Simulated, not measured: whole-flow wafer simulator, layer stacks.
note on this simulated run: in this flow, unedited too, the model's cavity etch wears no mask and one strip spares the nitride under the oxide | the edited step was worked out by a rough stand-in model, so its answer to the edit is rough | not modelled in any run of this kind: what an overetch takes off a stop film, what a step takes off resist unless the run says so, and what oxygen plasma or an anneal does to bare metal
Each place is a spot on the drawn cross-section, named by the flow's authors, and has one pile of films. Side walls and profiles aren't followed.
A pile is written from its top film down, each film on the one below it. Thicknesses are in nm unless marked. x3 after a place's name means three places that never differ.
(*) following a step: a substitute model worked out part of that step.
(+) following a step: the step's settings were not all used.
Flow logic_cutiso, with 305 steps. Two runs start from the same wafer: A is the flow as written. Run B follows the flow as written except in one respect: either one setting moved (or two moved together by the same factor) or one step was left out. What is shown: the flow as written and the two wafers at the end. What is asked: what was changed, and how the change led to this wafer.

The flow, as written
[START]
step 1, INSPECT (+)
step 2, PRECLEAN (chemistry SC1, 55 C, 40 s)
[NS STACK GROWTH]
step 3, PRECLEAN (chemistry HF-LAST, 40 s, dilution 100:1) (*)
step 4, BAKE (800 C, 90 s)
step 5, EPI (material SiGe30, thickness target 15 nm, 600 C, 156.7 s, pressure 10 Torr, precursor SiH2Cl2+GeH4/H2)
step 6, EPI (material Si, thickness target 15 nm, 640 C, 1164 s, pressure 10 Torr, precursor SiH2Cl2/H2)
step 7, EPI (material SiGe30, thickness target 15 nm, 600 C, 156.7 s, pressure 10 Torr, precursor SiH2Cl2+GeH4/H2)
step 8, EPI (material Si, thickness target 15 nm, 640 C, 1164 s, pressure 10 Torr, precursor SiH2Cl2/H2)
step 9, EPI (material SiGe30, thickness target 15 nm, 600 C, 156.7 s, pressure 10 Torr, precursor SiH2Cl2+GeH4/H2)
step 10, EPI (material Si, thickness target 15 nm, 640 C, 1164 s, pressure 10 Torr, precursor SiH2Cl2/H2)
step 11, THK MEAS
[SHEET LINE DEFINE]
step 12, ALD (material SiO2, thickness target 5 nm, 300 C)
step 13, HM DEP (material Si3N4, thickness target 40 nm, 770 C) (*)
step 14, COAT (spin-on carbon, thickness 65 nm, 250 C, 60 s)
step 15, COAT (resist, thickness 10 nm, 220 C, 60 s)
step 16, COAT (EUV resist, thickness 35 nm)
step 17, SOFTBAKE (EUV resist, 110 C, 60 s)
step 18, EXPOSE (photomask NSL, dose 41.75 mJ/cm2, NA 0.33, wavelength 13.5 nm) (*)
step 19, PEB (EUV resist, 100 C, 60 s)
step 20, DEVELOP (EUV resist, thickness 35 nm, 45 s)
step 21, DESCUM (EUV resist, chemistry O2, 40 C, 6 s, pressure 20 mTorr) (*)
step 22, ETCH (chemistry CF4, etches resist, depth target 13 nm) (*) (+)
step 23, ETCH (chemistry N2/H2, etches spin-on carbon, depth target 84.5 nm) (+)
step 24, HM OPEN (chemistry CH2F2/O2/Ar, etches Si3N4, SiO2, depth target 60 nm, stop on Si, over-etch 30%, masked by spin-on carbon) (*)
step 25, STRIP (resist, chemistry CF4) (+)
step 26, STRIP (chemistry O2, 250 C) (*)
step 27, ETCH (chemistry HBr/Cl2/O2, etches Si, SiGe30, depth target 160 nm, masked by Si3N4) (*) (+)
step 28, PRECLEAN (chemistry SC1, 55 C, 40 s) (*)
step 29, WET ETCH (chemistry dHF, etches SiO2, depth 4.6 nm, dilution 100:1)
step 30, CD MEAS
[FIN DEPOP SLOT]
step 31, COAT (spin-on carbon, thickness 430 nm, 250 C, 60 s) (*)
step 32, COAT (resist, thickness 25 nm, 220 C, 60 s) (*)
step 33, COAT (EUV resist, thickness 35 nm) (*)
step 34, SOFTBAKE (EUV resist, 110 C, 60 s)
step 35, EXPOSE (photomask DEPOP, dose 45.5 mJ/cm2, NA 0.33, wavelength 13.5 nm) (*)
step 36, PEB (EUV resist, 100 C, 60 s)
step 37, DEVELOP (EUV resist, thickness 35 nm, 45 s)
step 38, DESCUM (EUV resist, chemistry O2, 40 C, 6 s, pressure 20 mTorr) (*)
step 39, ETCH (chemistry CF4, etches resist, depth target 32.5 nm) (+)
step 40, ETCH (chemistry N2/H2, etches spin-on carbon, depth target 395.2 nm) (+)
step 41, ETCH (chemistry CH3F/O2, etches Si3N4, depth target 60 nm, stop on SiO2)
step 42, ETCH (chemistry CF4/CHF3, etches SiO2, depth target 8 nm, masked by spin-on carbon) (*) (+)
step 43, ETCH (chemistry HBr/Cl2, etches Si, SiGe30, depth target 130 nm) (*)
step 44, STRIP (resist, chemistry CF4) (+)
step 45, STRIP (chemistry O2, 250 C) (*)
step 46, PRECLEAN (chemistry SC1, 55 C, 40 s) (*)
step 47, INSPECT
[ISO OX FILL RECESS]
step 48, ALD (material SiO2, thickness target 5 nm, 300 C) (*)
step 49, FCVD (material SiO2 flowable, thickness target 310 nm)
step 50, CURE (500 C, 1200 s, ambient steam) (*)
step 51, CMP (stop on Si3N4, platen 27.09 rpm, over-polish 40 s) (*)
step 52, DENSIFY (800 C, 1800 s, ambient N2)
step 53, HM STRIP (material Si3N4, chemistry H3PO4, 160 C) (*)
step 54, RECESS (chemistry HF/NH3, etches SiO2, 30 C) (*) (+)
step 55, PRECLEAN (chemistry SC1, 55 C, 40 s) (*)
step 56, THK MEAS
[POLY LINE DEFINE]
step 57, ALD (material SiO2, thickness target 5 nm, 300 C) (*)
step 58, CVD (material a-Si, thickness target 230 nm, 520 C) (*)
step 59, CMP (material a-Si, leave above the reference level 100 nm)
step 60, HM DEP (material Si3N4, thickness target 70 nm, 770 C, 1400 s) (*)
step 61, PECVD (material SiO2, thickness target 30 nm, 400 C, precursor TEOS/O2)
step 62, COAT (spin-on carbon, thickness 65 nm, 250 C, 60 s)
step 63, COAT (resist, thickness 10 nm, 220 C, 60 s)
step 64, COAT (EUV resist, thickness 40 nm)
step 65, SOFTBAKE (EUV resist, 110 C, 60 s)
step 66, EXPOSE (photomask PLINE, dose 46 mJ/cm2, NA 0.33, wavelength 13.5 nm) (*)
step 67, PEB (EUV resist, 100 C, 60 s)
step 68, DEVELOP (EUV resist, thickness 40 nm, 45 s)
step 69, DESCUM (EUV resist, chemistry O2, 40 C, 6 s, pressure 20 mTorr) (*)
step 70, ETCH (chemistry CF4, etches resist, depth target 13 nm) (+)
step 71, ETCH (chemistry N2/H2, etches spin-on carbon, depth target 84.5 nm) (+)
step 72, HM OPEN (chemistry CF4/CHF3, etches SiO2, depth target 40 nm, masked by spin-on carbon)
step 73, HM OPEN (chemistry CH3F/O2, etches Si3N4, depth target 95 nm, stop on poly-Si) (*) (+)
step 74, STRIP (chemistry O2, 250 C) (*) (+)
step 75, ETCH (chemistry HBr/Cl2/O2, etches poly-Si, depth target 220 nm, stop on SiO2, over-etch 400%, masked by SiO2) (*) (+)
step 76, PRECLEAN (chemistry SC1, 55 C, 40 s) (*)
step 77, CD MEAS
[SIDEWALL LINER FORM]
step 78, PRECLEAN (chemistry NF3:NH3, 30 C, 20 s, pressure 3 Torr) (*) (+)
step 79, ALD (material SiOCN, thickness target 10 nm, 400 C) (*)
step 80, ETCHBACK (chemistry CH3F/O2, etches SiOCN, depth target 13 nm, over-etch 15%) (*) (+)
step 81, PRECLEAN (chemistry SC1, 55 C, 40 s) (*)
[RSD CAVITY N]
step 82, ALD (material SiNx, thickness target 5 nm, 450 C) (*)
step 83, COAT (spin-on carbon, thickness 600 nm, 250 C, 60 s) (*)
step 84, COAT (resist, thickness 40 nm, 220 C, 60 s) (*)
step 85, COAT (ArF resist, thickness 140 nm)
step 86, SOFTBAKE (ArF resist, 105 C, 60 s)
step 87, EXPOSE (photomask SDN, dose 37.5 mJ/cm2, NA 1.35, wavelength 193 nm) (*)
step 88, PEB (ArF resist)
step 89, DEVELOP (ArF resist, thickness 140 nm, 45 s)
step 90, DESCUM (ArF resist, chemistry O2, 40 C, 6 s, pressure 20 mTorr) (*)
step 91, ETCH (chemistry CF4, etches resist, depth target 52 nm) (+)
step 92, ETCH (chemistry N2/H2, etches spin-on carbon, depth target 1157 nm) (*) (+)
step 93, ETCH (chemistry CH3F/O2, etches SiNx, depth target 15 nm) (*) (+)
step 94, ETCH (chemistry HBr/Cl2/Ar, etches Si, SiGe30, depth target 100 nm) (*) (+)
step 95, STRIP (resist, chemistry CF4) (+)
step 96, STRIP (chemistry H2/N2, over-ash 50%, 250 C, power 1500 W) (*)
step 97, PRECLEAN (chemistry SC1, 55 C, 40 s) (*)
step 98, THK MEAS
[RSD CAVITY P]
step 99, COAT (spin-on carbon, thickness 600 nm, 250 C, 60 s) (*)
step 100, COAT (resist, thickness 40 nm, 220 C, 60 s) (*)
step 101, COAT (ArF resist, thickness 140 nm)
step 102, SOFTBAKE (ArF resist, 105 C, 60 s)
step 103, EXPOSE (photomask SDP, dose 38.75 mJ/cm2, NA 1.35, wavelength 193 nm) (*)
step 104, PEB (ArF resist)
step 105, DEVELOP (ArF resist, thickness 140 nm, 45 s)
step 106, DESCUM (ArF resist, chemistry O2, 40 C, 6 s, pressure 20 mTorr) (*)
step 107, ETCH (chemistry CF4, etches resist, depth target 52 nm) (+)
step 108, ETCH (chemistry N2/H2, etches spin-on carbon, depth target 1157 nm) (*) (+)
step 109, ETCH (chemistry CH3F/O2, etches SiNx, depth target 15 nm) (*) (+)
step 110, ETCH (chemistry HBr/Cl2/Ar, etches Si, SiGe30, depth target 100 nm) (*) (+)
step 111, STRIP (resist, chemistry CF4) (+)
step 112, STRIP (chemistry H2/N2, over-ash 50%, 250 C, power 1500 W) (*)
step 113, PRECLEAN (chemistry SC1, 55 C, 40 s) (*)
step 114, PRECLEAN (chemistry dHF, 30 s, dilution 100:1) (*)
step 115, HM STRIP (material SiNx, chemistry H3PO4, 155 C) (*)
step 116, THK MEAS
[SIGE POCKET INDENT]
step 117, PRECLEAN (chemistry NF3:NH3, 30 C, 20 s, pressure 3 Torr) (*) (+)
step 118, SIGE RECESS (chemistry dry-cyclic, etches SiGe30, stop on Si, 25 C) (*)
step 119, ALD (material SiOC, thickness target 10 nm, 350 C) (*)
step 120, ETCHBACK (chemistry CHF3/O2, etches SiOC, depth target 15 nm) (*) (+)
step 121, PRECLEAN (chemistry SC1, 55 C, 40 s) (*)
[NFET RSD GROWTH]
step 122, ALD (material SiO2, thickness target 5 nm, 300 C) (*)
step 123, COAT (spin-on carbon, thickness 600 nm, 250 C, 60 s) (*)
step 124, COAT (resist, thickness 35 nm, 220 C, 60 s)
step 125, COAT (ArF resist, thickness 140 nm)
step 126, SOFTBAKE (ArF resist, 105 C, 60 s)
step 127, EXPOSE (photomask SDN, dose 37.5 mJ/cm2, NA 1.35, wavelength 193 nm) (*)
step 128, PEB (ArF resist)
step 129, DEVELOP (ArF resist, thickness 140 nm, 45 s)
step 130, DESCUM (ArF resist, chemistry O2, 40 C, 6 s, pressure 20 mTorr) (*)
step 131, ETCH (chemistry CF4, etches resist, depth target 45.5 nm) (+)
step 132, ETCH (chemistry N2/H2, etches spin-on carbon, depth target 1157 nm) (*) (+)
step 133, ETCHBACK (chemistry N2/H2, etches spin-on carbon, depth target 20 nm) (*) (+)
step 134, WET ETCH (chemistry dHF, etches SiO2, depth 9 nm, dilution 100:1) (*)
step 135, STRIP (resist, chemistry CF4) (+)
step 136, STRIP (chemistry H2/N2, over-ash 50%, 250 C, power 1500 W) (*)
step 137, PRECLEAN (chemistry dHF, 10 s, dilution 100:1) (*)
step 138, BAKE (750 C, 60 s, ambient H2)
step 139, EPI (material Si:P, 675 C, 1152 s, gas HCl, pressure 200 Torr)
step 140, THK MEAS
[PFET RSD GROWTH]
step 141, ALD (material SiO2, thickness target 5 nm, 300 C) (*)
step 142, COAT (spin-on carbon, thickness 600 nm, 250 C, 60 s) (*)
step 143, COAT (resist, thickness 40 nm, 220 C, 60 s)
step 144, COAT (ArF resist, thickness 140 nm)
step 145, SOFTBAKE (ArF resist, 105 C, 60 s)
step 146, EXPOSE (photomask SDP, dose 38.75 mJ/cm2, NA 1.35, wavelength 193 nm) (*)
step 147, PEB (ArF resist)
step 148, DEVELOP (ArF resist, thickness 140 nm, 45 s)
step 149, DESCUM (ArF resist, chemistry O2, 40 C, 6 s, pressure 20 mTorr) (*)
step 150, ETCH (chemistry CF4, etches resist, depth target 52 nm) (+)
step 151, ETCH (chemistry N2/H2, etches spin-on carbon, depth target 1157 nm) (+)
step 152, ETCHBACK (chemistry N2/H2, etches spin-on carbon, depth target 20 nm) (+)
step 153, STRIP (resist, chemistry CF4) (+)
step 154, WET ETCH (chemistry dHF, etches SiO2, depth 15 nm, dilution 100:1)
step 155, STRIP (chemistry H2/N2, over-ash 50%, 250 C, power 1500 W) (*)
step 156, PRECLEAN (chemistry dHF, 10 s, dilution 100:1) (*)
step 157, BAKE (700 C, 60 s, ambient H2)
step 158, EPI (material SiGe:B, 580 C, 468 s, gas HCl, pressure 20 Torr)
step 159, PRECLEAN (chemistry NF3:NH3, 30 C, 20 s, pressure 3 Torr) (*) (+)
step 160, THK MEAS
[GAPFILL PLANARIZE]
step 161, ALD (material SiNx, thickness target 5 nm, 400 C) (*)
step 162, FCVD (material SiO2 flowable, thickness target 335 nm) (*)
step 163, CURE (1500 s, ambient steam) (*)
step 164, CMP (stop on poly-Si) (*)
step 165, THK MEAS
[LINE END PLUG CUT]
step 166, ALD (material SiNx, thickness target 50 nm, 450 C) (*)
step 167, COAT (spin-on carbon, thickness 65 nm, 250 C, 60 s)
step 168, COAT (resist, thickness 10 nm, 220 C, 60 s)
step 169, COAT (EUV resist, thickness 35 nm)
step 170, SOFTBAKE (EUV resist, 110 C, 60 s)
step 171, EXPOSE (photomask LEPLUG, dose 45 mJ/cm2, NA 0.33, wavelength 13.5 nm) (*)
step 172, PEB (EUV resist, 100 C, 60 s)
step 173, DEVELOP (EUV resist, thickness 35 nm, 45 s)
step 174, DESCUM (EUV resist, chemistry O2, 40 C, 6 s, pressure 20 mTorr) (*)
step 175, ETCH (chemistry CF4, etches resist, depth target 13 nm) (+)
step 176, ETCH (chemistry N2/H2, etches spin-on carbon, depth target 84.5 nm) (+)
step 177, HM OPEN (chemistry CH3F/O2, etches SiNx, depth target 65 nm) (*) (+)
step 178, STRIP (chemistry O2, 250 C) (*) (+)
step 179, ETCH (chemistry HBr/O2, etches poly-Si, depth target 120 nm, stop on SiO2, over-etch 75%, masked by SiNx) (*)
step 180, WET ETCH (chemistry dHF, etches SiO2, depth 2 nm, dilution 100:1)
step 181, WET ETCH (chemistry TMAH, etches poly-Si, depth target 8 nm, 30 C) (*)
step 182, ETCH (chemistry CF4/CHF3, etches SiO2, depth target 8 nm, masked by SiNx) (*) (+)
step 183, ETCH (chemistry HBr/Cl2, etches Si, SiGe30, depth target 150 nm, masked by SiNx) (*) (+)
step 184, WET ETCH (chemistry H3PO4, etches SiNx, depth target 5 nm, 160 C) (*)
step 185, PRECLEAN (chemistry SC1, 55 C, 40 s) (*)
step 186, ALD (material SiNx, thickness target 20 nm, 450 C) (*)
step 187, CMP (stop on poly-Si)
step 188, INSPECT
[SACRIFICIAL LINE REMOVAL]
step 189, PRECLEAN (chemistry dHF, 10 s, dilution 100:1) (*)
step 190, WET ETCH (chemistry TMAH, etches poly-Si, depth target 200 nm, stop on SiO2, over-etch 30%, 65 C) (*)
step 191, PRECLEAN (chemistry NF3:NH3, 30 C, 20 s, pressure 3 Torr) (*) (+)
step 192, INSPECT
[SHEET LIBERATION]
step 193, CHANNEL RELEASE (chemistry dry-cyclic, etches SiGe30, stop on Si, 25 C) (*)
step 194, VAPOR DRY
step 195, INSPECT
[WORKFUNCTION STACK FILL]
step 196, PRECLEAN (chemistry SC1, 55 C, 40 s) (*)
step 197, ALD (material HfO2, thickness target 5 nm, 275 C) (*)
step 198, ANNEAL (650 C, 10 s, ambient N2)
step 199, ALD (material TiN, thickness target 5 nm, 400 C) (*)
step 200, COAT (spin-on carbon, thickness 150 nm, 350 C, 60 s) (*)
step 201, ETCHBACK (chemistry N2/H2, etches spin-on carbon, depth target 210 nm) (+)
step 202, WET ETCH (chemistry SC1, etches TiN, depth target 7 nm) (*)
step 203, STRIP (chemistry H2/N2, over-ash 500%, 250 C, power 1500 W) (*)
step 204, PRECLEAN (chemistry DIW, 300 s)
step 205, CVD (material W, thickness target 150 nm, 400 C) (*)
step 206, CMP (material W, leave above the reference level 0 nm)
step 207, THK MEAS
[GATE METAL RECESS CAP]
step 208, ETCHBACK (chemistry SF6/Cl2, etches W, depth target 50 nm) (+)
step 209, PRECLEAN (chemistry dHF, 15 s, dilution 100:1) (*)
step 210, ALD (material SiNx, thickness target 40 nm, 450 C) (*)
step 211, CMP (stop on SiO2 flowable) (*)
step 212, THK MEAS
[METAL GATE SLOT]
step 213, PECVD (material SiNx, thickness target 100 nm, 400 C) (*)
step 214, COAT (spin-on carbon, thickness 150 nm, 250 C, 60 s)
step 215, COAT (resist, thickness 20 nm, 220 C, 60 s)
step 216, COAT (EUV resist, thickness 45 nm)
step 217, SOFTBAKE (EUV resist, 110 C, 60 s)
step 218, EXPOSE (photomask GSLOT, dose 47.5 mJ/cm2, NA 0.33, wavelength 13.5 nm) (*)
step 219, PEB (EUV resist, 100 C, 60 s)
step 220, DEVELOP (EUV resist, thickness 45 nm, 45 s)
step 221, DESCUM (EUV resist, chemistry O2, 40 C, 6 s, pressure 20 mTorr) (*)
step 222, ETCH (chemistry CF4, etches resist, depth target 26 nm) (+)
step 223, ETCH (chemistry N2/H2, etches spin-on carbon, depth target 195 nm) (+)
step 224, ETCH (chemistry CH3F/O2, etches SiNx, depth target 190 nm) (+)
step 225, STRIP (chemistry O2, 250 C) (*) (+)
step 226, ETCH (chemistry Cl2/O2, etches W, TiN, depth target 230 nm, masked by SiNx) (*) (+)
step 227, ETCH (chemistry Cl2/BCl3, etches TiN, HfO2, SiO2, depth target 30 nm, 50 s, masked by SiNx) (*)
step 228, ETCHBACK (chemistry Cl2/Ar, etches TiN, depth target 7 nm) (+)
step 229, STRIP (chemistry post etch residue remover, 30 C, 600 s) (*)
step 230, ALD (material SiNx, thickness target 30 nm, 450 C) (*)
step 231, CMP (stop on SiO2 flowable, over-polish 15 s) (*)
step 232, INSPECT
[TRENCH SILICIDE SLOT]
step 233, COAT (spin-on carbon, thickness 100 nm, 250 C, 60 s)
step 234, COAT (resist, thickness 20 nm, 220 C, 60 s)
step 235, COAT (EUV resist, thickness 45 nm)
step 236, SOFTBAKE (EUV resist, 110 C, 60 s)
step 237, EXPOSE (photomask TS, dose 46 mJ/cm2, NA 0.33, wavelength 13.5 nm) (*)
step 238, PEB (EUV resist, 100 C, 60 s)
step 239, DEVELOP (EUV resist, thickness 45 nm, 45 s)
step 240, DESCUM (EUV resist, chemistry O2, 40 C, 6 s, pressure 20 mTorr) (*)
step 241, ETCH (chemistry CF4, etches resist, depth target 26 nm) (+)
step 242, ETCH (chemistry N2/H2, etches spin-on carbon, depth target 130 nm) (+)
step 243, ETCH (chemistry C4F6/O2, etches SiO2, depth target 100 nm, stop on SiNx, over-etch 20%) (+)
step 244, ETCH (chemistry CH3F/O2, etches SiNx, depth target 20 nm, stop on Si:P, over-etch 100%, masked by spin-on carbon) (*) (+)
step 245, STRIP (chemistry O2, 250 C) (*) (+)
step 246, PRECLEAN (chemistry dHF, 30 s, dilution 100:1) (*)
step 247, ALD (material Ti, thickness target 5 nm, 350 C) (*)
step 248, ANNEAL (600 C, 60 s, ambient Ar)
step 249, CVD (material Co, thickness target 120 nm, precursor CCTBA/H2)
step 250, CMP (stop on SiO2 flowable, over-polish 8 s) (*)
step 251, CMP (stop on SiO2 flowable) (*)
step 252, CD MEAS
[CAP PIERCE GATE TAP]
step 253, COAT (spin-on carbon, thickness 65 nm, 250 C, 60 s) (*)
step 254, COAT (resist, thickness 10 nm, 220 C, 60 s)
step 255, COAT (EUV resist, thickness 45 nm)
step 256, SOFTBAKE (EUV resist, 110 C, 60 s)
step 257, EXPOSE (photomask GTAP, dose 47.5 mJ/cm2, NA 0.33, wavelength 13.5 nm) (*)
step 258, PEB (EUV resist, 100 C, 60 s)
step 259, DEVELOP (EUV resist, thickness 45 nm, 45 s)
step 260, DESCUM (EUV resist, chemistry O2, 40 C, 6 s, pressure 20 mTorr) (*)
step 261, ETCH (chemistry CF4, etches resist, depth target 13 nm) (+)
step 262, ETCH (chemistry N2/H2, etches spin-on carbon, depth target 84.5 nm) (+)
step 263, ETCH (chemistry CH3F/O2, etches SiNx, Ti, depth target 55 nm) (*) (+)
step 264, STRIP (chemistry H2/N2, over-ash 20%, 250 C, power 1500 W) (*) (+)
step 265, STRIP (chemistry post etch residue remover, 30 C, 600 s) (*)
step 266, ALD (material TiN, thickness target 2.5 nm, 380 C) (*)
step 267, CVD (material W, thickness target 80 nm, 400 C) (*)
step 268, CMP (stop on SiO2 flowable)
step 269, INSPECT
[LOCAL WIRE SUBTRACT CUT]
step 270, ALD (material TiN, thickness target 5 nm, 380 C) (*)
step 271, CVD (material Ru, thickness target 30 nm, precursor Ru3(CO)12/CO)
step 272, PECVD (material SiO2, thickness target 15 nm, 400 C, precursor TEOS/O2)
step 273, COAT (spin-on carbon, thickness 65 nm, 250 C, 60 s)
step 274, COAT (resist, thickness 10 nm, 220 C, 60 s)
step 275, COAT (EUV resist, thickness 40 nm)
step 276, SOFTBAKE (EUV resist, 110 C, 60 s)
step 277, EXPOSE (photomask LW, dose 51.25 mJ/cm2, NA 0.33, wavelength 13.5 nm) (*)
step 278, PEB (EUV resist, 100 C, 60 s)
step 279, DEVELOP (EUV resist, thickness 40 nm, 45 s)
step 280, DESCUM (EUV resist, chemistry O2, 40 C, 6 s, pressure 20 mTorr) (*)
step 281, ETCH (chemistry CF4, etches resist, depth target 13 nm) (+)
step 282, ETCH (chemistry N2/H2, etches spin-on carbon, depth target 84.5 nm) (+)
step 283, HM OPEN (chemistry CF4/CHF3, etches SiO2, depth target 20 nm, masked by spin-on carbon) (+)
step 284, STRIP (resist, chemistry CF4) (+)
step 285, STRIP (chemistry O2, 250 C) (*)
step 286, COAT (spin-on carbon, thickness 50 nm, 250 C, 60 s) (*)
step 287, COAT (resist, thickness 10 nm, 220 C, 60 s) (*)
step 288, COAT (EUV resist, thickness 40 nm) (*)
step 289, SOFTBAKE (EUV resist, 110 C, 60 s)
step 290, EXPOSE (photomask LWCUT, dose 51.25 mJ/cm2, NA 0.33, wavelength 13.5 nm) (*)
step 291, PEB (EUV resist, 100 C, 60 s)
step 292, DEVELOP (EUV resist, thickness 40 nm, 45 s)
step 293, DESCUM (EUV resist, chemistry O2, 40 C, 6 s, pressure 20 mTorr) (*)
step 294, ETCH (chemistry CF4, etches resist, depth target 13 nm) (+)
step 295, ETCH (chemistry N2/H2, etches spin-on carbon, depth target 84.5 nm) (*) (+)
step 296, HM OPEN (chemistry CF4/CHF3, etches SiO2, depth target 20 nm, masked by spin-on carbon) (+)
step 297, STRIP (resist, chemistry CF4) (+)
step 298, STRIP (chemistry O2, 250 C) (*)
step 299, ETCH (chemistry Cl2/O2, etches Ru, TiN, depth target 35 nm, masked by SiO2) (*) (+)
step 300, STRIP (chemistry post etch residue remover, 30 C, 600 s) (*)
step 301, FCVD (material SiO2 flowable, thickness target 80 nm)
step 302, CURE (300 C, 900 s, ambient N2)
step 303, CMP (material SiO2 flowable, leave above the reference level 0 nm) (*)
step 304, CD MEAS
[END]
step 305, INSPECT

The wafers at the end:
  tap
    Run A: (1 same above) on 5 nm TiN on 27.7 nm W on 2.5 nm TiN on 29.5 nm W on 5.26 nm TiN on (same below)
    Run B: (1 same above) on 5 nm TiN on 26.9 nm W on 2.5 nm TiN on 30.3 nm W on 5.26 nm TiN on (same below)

Cause: step 263, ETCH: depth target 35.8 nm was run, whereas the flow has depth target 55 nm.

Step by step, how the change led to this:
  step 263, ETCH (chemistry CH3F/O2, etches SiNx, Ti, depth target 55 nm) (*) (+)
      depop, dpovl, isow, ns, nsgap: A resist loses 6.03 (all of it), spin-on carbon loses 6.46 | B resist loses 6.03 (all of it), spin-on carbon loses 2.7
      lnrp, plug, rsdn, rsdp, rsdw: A resist loses 6.02 (all of it), spin-on carbon loses 6.48 | B resist loses 6.02 (all of it), spin-on carbon loses 2.71
      (and at 12 other places as well)
  step 264, STRIP (chemistry H2/N2, over-ash 20%, 250 C, power 1500 W) (*) (+)
      gfld, gl, glp and 11 more: A spin-on carbon loses 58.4 (all of it) | B spin-on carbon loses 62.2 (all of it)
      depop, dpovl, isow, ns, nsgap: A spin-on carbon loses 58.5 (all of it) | B spin-on carbon loses 62.3 (all of it)
      (and at 2 other places as well)
